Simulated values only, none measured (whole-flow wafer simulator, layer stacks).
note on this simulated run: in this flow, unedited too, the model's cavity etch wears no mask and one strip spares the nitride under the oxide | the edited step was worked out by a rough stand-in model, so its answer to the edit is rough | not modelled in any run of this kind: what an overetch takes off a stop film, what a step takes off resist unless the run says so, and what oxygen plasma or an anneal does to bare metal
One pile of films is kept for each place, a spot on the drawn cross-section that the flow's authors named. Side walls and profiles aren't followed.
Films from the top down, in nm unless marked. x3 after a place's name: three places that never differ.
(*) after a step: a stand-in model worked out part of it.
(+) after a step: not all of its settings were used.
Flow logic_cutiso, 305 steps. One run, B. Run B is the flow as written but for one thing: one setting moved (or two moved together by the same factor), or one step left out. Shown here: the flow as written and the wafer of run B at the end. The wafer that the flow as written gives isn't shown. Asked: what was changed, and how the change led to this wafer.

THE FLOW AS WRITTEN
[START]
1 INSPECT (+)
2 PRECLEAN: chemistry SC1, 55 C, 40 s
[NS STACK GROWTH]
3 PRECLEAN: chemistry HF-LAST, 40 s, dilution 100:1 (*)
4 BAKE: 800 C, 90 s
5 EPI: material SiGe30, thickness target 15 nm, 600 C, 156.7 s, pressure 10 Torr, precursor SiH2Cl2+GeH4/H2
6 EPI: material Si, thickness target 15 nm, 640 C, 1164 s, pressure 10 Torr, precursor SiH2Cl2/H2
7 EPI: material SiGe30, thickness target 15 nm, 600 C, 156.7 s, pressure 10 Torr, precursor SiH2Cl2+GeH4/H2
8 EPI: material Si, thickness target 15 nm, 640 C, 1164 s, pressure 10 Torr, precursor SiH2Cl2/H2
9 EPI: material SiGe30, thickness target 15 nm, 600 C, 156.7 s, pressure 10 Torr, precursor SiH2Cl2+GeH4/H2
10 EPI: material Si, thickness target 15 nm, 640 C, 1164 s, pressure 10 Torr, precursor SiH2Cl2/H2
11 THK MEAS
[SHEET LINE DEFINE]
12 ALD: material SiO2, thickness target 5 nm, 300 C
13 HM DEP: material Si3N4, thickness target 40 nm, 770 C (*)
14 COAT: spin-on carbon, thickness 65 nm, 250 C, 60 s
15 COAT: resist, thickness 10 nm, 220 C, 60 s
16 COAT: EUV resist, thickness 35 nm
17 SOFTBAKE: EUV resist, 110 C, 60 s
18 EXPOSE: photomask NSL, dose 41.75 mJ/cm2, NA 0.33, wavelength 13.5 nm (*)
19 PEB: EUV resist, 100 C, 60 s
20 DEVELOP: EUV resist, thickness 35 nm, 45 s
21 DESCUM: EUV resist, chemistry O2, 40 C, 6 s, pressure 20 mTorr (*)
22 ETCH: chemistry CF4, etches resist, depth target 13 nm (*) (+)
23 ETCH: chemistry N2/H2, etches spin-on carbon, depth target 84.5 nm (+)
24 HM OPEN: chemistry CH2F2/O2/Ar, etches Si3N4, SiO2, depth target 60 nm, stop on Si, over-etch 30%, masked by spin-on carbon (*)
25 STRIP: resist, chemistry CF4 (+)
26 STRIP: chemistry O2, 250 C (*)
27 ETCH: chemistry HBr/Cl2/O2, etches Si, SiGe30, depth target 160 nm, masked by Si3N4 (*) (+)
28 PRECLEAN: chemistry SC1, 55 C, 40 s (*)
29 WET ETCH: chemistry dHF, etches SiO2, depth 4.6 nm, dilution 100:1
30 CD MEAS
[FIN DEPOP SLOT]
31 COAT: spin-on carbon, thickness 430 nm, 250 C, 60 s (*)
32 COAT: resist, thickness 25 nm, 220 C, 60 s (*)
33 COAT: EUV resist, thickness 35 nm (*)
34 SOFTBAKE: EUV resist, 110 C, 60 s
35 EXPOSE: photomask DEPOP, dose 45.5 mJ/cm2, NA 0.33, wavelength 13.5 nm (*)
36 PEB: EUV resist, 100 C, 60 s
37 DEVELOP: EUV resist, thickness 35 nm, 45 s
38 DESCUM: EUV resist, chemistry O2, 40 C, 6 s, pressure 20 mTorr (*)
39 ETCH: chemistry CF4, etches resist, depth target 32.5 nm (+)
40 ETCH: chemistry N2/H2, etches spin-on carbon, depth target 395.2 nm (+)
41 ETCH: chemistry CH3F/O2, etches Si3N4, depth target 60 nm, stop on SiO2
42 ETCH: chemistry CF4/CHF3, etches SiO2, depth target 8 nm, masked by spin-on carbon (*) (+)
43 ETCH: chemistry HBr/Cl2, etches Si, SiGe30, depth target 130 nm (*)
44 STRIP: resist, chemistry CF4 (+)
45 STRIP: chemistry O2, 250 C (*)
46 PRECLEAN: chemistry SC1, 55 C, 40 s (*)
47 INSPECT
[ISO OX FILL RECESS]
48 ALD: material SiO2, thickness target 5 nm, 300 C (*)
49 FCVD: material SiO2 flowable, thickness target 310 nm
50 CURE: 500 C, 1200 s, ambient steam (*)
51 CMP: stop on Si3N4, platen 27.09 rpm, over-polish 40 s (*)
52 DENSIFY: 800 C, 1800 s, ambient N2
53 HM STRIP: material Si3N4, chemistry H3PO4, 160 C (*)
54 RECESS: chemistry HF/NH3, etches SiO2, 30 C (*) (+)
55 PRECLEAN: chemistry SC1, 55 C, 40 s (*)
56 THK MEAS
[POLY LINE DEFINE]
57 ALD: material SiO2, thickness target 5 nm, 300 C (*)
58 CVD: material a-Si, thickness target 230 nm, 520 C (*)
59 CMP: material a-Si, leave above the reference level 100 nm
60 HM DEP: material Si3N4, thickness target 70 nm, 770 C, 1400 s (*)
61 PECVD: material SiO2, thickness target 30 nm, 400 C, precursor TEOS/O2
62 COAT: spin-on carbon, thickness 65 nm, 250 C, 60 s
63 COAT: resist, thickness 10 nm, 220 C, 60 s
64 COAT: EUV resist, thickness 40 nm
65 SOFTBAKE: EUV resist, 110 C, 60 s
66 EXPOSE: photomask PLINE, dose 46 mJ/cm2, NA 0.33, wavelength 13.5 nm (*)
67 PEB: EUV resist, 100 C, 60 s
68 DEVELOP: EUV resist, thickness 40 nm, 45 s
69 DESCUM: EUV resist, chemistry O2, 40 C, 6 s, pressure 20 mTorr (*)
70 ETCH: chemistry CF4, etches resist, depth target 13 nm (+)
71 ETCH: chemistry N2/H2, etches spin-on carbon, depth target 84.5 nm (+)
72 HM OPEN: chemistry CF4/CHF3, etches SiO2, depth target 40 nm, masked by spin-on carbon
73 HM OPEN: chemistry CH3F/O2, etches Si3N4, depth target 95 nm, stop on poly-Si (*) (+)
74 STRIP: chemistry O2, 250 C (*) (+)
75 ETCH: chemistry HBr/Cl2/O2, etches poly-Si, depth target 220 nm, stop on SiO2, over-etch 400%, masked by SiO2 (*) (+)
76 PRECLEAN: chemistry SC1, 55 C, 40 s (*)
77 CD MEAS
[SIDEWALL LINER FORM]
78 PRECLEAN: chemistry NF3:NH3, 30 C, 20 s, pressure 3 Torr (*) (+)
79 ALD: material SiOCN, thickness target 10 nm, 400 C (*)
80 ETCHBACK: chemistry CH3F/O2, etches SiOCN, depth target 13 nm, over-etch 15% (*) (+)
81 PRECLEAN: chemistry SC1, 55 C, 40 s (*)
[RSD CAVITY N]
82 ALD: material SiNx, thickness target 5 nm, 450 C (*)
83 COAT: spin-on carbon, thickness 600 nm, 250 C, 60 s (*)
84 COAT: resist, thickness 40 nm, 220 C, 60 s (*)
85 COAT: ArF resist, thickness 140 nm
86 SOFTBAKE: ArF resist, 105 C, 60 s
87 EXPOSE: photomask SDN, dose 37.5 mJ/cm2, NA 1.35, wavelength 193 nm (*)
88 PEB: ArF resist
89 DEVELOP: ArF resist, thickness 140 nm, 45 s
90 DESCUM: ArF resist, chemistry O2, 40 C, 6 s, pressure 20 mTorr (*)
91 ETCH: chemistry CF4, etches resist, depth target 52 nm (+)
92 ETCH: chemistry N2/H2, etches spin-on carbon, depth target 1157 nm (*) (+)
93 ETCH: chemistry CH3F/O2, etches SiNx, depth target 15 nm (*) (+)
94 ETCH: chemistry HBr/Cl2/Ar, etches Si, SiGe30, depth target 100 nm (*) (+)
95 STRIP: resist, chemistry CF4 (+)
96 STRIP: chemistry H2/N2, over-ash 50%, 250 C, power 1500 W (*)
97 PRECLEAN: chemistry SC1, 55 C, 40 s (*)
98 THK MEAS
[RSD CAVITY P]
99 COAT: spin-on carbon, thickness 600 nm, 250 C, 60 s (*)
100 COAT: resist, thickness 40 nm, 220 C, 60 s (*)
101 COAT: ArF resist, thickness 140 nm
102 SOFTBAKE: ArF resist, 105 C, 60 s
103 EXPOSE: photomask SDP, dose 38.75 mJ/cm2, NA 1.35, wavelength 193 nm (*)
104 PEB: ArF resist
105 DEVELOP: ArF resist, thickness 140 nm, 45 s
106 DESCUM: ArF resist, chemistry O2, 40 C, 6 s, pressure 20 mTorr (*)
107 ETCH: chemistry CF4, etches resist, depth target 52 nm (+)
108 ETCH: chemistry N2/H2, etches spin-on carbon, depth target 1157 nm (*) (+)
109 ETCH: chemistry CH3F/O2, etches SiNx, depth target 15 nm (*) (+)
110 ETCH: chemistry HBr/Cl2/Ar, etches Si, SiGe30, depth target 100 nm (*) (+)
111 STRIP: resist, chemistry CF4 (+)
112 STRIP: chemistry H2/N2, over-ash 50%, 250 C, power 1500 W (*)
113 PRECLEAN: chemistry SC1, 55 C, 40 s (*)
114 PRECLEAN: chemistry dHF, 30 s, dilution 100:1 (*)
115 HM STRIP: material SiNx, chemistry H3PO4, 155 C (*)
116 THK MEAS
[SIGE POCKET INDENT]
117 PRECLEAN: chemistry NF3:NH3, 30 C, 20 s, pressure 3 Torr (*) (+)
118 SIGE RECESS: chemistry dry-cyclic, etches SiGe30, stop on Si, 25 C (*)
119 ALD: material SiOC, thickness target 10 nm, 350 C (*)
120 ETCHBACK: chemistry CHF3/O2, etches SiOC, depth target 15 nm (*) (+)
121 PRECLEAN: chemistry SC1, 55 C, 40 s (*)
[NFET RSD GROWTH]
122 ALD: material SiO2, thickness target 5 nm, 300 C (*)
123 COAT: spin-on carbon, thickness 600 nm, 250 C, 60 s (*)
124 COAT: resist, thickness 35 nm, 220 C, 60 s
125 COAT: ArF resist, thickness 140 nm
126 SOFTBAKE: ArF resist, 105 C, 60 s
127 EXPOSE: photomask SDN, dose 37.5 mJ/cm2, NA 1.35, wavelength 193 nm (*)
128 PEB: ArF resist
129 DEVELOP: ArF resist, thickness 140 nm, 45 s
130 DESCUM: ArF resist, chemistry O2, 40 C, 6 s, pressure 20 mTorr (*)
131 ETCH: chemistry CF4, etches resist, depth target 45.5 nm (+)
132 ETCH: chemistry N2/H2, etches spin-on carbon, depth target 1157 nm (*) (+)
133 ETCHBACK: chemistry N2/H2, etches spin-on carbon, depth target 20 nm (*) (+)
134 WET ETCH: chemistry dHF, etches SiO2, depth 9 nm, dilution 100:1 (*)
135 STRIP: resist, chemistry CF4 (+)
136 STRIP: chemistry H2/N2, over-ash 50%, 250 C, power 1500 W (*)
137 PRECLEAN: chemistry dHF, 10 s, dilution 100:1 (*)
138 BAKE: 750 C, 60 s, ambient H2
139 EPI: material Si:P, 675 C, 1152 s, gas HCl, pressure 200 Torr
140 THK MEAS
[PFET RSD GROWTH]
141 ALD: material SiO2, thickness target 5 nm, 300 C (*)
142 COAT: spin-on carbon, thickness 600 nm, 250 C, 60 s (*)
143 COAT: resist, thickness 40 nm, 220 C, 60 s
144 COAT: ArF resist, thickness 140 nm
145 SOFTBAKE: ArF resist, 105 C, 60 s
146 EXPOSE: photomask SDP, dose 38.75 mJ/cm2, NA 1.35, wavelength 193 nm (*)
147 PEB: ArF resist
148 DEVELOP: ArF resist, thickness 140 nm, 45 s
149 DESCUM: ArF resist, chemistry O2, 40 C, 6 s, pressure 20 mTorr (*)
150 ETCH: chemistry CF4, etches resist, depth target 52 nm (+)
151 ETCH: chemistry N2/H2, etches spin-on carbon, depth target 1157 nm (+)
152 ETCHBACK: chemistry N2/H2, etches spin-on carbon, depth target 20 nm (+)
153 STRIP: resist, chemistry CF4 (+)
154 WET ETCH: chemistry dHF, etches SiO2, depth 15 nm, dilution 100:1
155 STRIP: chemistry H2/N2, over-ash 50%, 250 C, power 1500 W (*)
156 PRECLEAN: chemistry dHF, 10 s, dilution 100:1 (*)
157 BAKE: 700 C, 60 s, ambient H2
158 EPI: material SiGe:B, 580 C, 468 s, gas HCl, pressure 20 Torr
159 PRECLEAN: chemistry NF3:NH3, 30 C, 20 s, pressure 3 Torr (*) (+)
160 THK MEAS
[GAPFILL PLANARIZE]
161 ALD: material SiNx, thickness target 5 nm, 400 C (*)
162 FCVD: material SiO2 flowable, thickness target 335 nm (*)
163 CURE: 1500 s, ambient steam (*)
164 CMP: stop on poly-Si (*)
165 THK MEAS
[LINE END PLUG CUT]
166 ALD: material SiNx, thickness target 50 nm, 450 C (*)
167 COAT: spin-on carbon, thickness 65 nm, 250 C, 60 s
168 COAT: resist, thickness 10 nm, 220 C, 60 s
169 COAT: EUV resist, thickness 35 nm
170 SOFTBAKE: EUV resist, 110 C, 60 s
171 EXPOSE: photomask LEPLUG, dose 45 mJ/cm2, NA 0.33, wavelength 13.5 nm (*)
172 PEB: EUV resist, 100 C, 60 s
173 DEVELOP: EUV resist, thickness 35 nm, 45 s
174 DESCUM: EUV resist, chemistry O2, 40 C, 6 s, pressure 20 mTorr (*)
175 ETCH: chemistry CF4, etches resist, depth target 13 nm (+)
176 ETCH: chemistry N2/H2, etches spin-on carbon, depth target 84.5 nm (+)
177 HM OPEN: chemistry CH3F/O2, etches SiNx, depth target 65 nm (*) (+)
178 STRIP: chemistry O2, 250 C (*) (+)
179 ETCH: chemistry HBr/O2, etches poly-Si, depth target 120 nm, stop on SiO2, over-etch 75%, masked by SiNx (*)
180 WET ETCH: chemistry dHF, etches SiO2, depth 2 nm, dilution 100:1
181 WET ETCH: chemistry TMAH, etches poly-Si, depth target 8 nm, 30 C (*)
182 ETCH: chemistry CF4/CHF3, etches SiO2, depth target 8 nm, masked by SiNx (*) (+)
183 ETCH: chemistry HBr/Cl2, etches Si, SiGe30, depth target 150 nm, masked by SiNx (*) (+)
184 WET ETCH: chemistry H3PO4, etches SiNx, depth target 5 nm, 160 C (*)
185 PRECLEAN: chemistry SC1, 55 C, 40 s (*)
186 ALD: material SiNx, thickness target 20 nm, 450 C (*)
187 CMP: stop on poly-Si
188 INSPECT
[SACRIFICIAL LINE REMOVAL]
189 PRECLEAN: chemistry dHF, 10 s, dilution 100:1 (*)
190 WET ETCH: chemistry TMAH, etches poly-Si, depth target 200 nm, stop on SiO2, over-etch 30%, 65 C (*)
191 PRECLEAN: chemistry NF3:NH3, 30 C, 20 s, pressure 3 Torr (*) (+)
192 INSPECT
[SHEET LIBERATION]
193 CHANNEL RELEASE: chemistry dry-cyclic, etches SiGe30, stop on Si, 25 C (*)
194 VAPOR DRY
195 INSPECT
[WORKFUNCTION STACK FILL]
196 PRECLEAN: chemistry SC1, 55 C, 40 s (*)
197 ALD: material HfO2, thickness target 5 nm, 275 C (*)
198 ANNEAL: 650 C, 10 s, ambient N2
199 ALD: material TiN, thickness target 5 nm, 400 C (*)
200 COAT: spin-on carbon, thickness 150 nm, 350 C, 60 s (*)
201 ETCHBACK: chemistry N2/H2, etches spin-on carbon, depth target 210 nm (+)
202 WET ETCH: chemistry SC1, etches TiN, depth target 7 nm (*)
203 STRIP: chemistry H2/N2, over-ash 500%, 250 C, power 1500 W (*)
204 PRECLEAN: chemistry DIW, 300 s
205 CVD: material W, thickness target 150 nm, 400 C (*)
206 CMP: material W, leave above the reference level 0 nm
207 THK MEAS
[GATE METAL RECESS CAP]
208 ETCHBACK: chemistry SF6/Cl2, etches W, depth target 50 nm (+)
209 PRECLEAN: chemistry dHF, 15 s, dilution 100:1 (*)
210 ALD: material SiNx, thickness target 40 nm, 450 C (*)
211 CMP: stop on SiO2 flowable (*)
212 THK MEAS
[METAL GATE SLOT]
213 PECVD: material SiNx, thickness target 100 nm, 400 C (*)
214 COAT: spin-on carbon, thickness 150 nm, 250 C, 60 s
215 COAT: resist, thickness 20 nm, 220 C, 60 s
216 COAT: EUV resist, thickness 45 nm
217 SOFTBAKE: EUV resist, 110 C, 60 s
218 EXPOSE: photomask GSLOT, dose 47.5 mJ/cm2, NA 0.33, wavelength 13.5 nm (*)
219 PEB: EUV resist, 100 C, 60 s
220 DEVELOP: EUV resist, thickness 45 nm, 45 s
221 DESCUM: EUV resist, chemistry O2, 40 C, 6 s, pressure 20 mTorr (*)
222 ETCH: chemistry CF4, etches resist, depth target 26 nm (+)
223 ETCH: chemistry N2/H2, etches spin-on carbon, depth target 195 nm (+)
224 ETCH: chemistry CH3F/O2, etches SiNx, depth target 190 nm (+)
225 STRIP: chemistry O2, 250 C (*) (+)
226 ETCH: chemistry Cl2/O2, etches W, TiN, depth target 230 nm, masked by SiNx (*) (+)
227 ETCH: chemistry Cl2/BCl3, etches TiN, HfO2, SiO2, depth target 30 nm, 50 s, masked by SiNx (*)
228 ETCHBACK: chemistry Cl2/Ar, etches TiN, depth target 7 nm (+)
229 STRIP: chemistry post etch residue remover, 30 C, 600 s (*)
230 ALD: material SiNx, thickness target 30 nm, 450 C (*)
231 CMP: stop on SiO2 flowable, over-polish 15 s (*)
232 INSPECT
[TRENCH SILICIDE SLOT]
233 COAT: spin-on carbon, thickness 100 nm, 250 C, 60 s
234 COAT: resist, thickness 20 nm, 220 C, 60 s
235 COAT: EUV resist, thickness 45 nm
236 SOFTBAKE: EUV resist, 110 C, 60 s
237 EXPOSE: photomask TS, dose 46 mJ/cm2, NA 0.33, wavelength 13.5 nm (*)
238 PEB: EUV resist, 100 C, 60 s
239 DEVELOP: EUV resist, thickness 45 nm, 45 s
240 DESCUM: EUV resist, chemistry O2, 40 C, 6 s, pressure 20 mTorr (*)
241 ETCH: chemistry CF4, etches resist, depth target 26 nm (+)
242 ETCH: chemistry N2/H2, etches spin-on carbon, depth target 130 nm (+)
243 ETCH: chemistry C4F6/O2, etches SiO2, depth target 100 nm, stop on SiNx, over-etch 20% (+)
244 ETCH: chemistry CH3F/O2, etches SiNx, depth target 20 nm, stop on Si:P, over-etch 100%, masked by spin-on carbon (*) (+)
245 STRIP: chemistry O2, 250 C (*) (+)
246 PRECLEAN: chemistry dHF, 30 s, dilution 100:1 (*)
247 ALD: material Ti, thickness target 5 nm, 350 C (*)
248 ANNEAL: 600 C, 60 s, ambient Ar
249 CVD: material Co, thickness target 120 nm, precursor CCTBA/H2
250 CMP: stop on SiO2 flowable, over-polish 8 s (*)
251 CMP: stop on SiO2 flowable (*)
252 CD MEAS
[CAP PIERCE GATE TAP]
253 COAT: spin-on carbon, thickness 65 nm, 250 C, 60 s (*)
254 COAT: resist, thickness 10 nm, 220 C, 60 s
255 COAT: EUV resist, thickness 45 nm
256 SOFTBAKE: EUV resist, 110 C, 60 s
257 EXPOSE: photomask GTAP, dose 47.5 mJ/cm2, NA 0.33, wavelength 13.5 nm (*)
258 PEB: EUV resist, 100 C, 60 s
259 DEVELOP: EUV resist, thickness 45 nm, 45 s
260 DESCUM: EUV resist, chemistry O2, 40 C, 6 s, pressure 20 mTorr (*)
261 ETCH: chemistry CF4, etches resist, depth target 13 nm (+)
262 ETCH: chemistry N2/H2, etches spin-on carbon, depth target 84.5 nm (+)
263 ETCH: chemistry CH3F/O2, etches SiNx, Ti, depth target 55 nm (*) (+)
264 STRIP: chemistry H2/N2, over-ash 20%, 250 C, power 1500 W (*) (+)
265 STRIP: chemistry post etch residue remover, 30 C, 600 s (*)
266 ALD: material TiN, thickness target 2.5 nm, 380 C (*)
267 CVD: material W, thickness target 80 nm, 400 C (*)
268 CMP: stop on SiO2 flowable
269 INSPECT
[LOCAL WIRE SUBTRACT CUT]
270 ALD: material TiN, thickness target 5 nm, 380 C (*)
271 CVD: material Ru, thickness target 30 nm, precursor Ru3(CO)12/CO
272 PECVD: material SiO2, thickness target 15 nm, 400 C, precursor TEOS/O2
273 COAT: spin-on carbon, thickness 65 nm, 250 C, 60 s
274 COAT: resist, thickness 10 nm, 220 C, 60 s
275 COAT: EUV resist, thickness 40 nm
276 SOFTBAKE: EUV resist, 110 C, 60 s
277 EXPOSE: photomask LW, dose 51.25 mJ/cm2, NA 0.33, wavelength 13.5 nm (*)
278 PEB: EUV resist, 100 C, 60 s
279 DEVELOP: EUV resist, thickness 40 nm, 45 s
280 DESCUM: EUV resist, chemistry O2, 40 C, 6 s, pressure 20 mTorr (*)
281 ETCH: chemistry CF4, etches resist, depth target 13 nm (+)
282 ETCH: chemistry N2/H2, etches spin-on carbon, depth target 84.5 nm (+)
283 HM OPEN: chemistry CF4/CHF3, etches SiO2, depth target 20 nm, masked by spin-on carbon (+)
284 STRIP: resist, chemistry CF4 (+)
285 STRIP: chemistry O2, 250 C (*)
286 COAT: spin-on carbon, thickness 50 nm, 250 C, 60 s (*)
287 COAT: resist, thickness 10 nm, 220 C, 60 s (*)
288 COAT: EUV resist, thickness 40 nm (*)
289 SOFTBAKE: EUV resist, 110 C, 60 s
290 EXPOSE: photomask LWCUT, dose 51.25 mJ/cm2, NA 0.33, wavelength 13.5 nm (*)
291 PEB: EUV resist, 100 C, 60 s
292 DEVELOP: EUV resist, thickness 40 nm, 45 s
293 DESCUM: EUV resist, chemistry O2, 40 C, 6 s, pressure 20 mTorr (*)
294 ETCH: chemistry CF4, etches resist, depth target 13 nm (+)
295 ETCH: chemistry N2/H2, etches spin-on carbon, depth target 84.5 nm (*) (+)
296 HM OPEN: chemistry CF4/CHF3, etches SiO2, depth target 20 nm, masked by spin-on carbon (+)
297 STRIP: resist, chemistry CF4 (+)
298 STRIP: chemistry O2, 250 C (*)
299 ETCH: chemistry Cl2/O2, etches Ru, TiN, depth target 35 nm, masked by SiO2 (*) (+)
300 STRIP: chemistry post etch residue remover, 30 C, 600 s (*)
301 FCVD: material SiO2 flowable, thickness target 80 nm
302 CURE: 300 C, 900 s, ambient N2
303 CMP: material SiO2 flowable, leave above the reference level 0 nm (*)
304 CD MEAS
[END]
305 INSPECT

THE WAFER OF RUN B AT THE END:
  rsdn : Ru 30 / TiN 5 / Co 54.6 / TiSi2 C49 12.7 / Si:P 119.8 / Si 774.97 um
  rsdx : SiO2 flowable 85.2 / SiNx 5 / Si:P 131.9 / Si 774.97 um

The cause: step 94, ETCH: depth target 115 nm was run, where the flow has depth target 100 nm.

How the change led to this, step by step:
  94 ETCH: chemistry HBr/Cl2/Ar, etches Si, SiGe30, depth target 100 nm (*) (+)
      rsdn, rsdx: chemical SiO2 -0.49 (all of it), Si -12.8 (all of it), SiGe30 -15 (all of it), Si -15 (all of it), SiGe30 -15 (all of it), Si -15 (all of it), SiGe30 -15 (all of it), Si -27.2 (as written it would be: chemical SiO2 -0.49 (all of it), Si -12.8 (all of it), SiGe30 -15 (all of it), Si -15 (all of it), SiGe30 -15 (all of it), Si -15 (all of it), SiGe30 -15 (all of it), Si -12.2)
  135 STRIP: resist, chemistry CF4 (+)
      gl: Si3N4 -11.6 (as written it would be: Si3N4 -12.3)
      gxn: Si3N4 -8.46 (as written it would be: Si3N4 -8.98)
      (and at 1 more place)
  139 EPI: material Si:P, 675 C, 1152 s, gas HCl, pressure 200 Torr
      rsdn, rsdx: Si:P +131.9 (new film) (as written it would be: Si:P +116.9 (new film))
  141 ALD: material SiO2, thickness target 5 nm, 300 C (*)
      gxn: SiO2 +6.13 (new film) (as written it would be: SiO2 +10.1 (new film))
  159 PRECLEAN: chemistry NF3:NH3, 30 C, 20 s, pressure 3 Torr (*) (+)
      gxn: SiO2 -4.61 (all of it), Si3N4 -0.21 (as written it would be: SiO2 -7.5)
  164 CMP: stop on poly-Si (*)
      gxn: SiO2 flowable -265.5 (all of it), SiNx -5 (all of it), Si3N4 -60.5 (all of it) (as written it would be: SiO2 flowable -264.5 (all of it), SiNx -5 (all of it), SiO2 -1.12 (all of it), Si3N4 -60.3 (all of it))
